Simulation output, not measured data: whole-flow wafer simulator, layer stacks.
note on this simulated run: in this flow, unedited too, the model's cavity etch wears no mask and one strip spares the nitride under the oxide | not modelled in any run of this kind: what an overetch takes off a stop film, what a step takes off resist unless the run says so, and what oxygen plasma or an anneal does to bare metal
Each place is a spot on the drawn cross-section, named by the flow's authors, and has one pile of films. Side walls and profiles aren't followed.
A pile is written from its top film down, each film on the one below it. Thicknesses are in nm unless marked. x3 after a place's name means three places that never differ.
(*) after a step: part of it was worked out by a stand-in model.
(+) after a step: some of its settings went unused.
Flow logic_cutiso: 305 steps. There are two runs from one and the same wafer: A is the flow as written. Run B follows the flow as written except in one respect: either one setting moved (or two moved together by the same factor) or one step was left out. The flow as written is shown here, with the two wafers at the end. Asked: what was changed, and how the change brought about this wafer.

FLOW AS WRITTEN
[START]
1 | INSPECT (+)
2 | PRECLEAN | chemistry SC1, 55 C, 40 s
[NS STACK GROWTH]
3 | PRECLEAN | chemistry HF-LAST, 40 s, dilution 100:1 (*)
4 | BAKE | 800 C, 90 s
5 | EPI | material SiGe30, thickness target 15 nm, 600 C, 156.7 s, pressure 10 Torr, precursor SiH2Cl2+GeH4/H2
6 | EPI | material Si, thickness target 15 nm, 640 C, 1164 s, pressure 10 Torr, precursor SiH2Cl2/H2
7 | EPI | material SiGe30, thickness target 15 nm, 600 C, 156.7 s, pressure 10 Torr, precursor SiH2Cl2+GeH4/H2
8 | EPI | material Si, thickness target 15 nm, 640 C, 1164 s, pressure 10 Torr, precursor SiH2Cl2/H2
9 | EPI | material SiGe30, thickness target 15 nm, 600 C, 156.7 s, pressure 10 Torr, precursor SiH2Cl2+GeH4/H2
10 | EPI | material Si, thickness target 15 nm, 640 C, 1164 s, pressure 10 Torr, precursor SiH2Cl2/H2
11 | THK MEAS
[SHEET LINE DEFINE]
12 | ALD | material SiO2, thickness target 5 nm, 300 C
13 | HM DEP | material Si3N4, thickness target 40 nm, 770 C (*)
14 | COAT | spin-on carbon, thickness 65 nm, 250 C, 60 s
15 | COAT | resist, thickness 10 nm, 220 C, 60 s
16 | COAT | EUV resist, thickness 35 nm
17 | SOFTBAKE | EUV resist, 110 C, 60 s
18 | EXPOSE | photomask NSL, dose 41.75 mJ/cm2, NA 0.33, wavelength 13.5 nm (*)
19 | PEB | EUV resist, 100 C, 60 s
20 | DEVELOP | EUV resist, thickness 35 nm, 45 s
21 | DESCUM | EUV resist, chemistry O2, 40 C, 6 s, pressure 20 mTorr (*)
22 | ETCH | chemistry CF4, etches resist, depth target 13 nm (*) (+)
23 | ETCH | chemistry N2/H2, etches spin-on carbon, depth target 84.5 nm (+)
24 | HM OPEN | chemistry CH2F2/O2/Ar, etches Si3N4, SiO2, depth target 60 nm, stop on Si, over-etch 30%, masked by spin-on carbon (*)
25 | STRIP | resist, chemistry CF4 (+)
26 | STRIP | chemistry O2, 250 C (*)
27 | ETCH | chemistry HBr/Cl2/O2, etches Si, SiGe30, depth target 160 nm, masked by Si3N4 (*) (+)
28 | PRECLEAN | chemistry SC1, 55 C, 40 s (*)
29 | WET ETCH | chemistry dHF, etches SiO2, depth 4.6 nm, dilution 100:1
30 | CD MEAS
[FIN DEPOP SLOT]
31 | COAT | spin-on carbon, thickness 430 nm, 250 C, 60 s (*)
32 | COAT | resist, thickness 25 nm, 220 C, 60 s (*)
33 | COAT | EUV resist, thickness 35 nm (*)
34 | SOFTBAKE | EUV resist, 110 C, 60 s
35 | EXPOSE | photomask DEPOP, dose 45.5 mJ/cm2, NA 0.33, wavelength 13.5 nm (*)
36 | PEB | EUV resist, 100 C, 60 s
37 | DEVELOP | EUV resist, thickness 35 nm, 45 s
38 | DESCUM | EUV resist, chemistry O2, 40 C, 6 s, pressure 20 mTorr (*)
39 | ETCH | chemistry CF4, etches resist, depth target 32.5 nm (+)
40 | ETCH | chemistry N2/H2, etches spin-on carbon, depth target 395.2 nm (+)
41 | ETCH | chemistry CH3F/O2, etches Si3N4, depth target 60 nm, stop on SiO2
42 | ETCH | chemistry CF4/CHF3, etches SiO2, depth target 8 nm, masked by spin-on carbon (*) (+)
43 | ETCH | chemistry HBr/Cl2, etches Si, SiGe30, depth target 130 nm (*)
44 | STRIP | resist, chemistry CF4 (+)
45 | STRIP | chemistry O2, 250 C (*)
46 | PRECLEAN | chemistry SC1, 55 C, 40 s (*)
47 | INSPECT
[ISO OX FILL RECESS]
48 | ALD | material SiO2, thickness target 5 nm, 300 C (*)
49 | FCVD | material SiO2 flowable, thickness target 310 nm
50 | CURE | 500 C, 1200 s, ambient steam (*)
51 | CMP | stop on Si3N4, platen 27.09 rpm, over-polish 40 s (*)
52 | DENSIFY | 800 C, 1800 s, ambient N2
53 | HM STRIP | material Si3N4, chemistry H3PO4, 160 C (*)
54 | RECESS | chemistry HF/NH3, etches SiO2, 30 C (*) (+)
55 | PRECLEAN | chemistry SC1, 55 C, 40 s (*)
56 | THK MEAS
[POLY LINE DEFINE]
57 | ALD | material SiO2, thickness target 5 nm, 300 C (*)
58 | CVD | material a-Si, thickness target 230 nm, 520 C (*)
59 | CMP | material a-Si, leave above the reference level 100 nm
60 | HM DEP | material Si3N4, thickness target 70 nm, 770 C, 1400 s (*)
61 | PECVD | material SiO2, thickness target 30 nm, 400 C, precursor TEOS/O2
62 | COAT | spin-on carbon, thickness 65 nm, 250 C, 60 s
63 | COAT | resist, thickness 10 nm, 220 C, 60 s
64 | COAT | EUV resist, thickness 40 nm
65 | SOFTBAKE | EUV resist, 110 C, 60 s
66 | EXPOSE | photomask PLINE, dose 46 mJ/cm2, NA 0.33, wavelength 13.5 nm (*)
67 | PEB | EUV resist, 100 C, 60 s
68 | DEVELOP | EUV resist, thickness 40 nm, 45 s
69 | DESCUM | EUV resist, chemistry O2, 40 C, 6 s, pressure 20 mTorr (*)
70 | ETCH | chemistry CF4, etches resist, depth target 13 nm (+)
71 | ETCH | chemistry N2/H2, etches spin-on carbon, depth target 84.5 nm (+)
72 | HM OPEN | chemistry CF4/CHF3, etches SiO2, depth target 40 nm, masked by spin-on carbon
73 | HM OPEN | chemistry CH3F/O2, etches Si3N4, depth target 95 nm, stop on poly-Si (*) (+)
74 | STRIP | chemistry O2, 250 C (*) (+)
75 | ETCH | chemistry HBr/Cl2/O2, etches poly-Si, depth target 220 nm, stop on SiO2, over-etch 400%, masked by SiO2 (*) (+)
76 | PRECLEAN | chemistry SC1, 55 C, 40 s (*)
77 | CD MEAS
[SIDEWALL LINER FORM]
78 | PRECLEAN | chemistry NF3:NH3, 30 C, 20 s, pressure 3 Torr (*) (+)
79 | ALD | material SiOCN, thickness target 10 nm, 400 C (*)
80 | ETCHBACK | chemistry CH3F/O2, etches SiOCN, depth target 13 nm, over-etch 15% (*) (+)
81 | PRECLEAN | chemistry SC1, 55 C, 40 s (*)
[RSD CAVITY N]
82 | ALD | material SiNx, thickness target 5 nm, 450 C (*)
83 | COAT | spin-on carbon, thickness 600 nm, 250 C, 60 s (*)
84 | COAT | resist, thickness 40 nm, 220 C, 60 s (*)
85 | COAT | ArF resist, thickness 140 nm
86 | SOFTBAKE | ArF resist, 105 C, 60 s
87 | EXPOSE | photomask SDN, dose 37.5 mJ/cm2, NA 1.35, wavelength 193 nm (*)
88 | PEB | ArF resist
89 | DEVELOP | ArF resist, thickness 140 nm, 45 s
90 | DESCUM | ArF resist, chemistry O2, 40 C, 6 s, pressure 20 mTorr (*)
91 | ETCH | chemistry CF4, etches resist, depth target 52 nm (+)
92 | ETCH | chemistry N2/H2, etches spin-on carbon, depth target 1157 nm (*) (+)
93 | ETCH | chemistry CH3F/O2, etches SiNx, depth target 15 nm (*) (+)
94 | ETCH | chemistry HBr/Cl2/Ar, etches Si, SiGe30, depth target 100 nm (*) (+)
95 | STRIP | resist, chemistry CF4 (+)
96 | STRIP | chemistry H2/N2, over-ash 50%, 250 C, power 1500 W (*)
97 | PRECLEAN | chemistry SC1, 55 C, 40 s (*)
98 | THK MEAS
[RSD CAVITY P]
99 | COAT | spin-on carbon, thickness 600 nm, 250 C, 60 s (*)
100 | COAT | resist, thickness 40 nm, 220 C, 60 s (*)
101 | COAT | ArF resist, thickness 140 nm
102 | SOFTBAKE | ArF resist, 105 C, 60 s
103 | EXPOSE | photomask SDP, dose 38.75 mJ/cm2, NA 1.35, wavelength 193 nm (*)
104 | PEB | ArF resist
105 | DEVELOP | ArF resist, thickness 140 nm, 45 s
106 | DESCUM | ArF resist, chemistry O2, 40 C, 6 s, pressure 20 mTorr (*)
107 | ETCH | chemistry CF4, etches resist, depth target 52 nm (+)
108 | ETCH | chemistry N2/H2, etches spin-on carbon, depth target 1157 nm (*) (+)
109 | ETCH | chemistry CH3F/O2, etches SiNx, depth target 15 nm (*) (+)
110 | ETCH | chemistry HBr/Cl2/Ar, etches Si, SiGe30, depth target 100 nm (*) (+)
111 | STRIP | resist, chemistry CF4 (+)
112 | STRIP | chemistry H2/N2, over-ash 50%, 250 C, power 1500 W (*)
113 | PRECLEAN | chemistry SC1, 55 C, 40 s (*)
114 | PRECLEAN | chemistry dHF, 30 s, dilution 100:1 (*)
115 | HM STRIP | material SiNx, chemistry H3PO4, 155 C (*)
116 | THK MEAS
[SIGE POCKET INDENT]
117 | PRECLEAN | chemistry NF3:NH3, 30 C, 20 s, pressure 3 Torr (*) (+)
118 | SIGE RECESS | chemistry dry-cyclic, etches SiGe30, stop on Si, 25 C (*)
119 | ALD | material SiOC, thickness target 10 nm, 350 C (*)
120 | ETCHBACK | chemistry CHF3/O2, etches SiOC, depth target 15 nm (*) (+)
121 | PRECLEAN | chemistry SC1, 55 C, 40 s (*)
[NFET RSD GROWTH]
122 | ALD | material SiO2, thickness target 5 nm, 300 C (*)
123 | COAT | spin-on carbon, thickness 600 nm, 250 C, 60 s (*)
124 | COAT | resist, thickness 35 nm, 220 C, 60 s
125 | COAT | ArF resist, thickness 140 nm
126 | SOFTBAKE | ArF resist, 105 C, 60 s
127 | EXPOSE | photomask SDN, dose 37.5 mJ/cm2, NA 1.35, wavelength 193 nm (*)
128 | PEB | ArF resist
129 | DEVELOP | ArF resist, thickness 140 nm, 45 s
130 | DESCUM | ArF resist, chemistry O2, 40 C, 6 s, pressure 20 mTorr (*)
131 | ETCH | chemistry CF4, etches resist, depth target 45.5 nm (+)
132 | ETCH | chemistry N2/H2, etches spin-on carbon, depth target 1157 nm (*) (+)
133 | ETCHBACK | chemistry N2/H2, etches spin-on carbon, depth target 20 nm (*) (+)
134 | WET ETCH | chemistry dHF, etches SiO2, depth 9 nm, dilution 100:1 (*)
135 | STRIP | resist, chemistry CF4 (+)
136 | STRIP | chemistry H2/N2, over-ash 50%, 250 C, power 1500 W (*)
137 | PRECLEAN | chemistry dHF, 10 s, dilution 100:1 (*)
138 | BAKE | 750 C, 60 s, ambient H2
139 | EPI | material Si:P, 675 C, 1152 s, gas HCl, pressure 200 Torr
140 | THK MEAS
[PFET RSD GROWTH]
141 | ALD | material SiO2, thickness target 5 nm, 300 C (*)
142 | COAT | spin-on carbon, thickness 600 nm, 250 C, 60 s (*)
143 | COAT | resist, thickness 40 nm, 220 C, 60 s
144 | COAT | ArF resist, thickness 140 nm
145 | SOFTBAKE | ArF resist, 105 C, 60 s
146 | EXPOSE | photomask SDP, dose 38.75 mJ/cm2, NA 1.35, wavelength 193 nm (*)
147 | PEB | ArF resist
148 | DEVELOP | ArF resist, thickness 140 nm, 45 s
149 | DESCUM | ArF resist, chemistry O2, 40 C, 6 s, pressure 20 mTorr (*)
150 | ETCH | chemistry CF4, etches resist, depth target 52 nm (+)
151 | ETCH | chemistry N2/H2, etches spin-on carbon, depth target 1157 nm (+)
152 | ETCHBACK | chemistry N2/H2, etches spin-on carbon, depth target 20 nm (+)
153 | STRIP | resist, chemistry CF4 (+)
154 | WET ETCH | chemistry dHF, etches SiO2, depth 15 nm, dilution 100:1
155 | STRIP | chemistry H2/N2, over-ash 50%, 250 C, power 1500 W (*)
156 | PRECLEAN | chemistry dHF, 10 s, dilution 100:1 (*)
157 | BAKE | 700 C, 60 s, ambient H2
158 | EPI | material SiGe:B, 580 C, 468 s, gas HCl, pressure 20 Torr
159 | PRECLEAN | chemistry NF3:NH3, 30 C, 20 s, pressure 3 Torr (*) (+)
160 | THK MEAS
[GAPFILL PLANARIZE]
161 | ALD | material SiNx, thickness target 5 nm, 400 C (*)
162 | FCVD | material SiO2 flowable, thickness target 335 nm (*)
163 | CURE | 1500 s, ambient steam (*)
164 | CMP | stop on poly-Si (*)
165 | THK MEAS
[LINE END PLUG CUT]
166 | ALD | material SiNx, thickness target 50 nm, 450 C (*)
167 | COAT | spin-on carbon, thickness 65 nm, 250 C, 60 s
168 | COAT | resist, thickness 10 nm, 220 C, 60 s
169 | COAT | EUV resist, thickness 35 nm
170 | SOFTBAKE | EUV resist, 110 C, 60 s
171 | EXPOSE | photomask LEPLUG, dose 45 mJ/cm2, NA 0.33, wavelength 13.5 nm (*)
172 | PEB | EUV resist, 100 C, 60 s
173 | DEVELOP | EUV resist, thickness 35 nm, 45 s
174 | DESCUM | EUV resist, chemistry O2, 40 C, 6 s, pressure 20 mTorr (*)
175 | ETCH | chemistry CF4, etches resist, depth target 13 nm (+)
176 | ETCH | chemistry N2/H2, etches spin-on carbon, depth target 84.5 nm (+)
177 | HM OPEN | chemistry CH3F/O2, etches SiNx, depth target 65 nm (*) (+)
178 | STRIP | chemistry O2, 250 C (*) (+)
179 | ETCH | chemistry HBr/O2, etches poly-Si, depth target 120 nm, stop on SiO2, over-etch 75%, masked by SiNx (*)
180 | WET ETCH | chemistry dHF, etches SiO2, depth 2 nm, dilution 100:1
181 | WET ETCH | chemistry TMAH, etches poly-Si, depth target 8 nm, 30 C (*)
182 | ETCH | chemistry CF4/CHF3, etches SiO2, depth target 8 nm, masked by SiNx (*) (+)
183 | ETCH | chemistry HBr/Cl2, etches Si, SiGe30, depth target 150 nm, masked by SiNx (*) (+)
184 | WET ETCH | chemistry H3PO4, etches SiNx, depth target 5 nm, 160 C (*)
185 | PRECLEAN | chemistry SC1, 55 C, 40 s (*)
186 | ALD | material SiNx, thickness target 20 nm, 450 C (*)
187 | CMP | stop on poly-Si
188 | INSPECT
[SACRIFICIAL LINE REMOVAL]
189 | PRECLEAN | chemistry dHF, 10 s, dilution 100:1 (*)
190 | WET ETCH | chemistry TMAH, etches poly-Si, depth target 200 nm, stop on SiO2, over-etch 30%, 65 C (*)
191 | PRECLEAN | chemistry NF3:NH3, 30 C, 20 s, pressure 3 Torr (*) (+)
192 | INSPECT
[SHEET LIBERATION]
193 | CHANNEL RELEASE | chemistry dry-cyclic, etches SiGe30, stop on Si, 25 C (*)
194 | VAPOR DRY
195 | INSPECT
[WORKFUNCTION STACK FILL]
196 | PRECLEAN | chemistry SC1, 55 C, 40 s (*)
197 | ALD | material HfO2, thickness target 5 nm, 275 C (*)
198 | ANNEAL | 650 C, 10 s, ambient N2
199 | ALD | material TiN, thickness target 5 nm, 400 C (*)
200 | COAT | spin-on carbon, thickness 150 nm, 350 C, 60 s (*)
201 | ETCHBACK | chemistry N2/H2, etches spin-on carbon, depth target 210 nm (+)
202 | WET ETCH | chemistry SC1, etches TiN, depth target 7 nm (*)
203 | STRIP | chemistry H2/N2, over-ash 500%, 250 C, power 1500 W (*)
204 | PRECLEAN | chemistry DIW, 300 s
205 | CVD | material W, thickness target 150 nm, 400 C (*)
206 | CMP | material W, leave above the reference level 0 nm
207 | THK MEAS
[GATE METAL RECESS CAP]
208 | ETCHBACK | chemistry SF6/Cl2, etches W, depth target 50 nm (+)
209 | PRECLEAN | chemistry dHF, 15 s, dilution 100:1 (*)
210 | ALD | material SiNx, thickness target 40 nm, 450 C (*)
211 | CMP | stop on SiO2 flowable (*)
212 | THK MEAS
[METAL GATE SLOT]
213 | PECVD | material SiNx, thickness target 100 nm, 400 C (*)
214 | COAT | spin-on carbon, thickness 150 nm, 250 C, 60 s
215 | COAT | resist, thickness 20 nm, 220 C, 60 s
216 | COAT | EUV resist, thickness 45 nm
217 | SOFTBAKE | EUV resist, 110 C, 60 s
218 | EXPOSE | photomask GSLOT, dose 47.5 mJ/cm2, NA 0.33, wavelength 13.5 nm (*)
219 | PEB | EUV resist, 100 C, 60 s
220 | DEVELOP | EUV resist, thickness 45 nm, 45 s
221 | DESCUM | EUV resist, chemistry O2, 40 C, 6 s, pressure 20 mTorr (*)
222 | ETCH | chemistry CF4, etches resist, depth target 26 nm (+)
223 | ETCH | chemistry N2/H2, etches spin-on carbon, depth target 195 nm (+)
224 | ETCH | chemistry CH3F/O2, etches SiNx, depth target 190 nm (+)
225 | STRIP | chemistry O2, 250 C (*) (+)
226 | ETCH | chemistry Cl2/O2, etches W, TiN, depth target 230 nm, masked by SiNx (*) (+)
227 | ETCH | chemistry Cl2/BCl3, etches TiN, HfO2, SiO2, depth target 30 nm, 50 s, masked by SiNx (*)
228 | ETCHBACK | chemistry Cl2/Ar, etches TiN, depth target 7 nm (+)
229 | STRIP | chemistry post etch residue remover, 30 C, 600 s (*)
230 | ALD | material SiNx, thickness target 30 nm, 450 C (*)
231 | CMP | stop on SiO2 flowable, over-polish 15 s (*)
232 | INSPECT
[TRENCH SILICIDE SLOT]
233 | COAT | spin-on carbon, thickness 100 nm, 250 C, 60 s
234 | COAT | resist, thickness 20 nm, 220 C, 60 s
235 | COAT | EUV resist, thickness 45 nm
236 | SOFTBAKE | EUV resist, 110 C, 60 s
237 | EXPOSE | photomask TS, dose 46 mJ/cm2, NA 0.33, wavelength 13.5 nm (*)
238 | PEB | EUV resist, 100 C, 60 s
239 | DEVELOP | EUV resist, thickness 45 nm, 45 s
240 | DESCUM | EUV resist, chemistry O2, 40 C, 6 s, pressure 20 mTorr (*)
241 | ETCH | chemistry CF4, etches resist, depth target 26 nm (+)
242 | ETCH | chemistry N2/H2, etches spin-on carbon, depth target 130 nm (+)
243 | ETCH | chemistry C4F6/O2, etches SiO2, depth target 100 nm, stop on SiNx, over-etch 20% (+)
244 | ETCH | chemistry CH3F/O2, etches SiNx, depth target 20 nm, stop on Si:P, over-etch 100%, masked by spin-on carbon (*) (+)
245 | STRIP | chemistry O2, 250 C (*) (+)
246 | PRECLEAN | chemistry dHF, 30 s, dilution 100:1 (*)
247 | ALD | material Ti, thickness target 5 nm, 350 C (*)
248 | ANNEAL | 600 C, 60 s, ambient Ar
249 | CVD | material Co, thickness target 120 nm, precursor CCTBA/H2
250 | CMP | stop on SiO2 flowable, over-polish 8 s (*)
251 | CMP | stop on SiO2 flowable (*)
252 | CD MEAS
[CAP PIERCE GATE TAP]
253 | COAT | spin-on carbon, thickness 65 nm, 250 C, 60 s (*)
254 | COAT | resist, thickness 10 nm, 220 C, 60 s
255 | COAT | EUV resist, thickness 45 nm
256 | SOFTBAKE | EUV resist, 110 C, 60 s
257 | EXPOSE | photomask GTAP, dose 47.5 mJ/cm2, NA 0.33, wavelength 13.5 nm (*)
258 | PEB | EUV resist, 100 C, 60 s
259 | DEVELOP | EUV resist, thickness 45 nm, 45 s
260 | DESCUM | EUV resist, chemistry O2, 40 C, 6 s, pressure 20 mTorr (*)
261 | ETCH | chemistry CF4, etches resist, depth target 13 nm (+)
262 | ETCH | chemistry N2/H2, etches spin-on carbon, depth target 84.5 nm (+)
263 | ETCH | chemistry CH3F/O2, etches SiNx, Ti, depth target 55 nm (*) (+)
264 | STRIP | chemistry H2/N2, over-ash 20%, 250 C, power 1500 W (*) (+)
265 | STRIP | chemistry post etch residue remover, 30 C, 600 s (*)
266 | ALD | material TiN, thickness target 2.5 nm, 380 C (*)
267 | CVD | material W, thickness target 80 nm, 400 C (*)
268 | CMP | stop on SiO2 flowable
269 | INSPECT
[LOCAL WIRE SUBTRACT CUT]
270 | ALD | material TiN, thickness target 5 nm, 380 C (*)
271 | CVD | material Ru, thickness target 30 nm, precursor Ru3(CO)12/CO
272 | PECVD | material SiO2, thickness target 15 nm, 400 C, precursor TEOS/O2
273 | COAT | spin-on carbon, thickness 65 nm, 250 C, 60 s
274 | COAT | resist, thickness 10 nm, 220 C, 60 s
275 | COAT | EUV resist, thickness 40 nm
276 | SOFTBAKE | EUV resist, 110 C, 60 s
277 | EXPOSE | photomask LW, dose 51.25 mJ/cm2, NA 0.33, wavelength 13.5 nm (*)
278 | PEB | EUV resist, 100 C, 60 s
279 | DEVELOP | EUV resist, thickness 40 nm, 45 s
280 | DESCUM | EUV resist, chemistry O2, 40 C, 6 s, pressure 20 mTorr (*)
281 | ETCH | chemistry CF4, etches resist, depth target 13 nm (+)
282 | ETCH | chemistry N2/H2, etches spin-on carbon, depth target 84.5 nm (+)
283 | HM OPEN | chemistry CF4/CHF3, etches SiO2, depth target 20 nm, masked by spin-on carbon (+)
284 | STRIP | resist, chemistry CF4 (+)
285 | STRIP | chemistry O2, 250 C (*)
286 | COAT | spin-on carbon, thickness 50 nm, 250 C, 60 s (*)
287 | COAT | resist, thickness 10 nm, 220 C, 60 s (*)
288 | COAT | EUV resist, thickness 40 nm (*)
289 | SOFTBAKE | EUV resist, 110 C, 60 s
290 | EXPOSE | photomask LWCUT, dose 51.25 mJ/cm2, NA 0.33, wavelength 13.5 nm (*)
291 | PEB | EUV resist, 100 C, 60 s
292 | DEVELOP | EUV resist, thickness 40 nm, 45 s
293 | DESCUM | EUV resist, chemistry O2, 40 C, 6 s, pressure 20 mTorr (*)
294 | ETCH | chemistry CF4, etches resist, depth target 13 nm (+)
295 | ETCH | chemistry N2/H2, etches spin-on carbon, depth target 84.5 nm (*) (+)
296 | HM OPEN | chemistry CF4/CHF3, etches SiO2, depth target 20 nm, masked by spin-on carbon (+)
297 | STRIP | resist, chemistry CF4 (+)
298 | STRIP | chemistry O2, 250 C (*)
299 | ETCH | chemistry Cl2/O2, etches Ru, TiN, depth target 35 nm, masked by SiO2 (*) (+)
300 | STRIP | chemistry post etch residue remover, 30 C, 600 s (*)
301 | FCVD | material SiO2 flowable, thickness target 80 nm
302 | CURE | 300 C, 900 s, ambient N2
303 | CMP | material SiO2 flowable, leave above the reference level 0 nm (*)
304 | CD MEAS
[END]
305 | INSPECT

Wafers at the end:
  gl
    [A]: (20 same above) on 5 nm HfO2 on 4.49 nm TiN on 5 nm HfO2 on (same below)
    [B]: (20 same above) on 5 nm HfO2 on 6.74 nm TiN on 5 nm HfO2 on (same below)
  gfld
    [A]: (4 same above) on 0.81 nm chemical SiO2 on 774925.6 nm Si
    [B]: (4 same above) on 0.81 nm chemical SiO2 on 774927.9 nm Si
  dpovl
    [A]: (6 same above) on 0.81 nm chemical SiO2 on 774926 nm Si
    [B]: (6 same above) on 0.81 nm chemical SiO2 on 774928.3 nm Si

What caused this: step 5, EPI: thickness target 17.2 nm was run, though the flow has thickness target 15 nm; step 5, EPI: 180.2 s was run, where the flow has 156.7 s.

The path from the change to this, step by step:
  5 | EPI | material SiGe30, thickness target 15 nm, 600 C, 156.7 s, pressure 10 Torr, precursor SiH2Cl2+GeH4/H2
      depop, dpovl, gfld and 19 more: A +15 SiGe30 (new film) | B +17.3 SiGe30 (new film)
  27 | ETCH | chemistry HBr/Cl2/O2, etches Si, SiGe30, depth target 160 nm, masked by Si3N4 (*) (+)
      gfld, gxf, iso, lnri: A -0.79 chemical SiO2 (all of it), -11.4 Si (all of it), -15 SiGe30 (all of it), -15 Si (all of it), -15 SiGe30 (all of it), -15 Si (all of it), -15 SiGe30 (all of it), -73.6 Si | B -0.79 chemical SiO2 (all of it), -11.4 Si (all of it), -15 SiGe30 (all of it), -15 Si (all of it), -15 SiGe30 (all of it), -15 Si (all of it), -17.3 SiGe30 (all of it), -71.4 Si
      dpovl, nsgap: A -0.79 chemical SiO2 (all of it), -11.8 Si (all of it), -15 SiGe30 (all of it), -15 Si (all of it), -15 SiGe30 (all of it), -15 Si (all of it), -15 SiGe30 (all of it), -73.2 Si | B -0.79 chemical SiO2 (all of it), -11.8 Si (all of it), -15 SiGe30 (all of it), -15 Si (all of it), -15 SiGe30 (all of it), -15 Si (all of it), -17.3 SiGe30 (all of it), -71 Si
      (and at 1 other place as well)
  43 | ETCH | chemistry HBr/Cl2, etches Si, SiGe30, depth target 130 nm (*)
      depop: A -14 Si (all of it), -15 SiGe30 (all of it), -15 Si (all of it), -15 SiGe30 (all of it), -15 Si (all of it), -15 SiGe30 (all of it), -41 Si | B -14 Si (all of it), -15 SiGe30 (all of it), -15 Si (all of it), -15 SiGe30 (all of it), -15 Si (all of it), -17.3 SiGe30 (all of it), -38.7 Si
  94 | ETCH | chemistry HBr/Cl2/Ar, etches Si, SiGe30, depth target 100 nm (*) (+)
      rsdn, rsdx: A -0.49 chemical SiO2 (all of it), -12.8 Si (all of it), -15 SiGe30 (all of it), -15 Si (all of it), -15 SiGe30 (all of it), -15 Si (all of it), -15 SiGe30 (all of it), -12.2 Si | B -0.49 chemical SiO2 (all of it), -12.8 Si (all of it), -15 SiGe30 (all of it), -15 Si (all of it), -15 SiGe30 (all of it), -15 Si (all of it), -17.3 SiGe30 (all of it), -9.91 Si
  110 | ETCH | chemistry HBr/Cl2/Ar, etches Si, SiGe30, depth target 100 nm (*) (+)
      rsdp, rsdw: A -0.49 chemical SiO2 (all of it), -12.8 Si (all of it), -15 SiGe30 (all of it), -15 Si (all of it), -15 SiGe30 (all of it), -15 Si (all of it), -15 SiGe30 (all of it), -12.2 Si | B -0.49 chemical SiO2 (all of it), -12.8 Si (all of it), -15 SiGe30 (all of it), -15 Si (all of it), -15 SiGe30 (all of it), -15 Si (all of it), -17.3 SiGe30 (all of it), -9.91 Si
  118 | SIGE RECESS | chemistry dry-cyclic, etches SiGe30, stop on Si, 25 C (*)
      lnr, lnrp, lnrt: A -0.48 SiOCN, -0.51 Si, +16 cavity (new film), -15 SiGe30 (all of it), -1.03 Si, +16 cavity (new film), -15 SiGe30 (all of it), -1.03 Si, +16 cavity (new film), -15 SiGe30 (all of it), -0.51 Si | B -0.48 SiOCN, -0.51 Si, +16 cavity (new film), -15 SiGe30 (all of it), -1.03 Si, +16 cavity (new film), -15 SiGe30 (all of it), -1.03 Si, +18.3 cavity (new film), -17.3 SiGe30 (all of it), -0.51 Si
  119 | ALD | material SiOC, thickness target 10 nm, 350 C (*)
      lnr, lnrp, lnrt: A +10 SiOC (new film), +16 SiOC (new film), -16 cavity (all of it), +16 SiOC (new film), -16 cavity (all of it), +16 SiOC (new film), -16 cavity (all of it) | B +10 SiOC (new film), +16 SiOC (new film), -16 cavity (all of it), +16 SiOC (new film), -16 cavity (all of it), +18.3 SiOC (new film), -18.3 cavity (all of it)
  183 | ETCH | chemistry HBr/Cl2, etches Si, SiGe30, depth target 150 nm, masked by SiNx (*) (+)
      plug: A -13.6 Si (all of it), -15 SiGe30 (all of it), -15 Si (all of it), -15 SiGe30 (all of it), -15 Si (all of it), -15 SiGe30 (all of it), -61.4 Si | B -13.6 Si (all of it), -15 SiGe30 (all of it), -15 Si (all of it), -15 SiGe30 (all of it), -15 Si (all of it), -17.3 SiGe30 (all of it), -59.2 Si
  193 | CHANNEL RELEASE | chemistry dry-cyclic, etches SiGe30, stop on Si, 25 C (*)
      gl, glp, gxn, gxp, ns, tap: A +0.8 chemical SiO2 (new film), -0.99 Si, +0.8 chemical SiO2 (new film), +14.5 cavity (new film), +0.8 chemical SiO2 (new film), -15 SiGe30 (all of it), -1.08 Si, +0.8 chemical SiO2 (new film), +14.5 cavity (new film), +0.8 chemical SiO2 (new film), -15 SiGe30 (all of it), -1.08 Si, +0.8 chemical SiO2 (new film), +14.5 cavity (new film), +0.8 chemical SiO2 (new film), -15 SiGe30 (all of it), -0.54 Si | B +0.8 chemical SiO2 (new film), -0.99 Si, +0.8 chemical SiO2 (new film), +14.5 cavity (new film), +0.8 chemical SiO2 (new film), -15 SiGe30 (all of it), -1.08 Si, +0.8 chemical SiO2 (new film), +14.5 cavity (new film), +0.8 chemical SiO2 (new film), -15 SiGe30 (all of it), -1.08 Si, +0.8 chemical SiO2 (new film), +16.7 cavity (new film), +0.8 chemical SiO2 (new film), -17.3 SiGe30 (all of it), -0.54 Si
  199 | ALD | material TiN, thickness target 5 nm, 400 C (*)
      gl, glp, tap: A +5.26 TiN (new film), +4.49 TiN (new film), -4.49 cavity (all of it), +4.49 TiN (new film), -4.49 cavity (all of it), +4.49 TiN (new film), -4.49 cavity (all of it) | B +5.26 TiN (new film), +4.49 TiN (new film), -4.49 cavity (all of it), +4.49 TiN (new film), -4.49 cavity (all of it), +6.74 TiN (new film), -6.74 cavity (all of it)
      gxn, gxp, ns: A +5 TiN (new film), +4.49 TiN (new film), -4.49 cavity (all of it), +4.49 TiN (new film), -4.49 cavity (all of it), +4.49 TiN (new film), -4.49 cavity (all of it) | B +5 TiN (new film), +4.49 TiN (new film), -4.49 cavity (all of it), +4.49 TiN (new film), -4.49 cavity (all of it), +6.74 TiN (new film), -6.74 cavity (all of it)
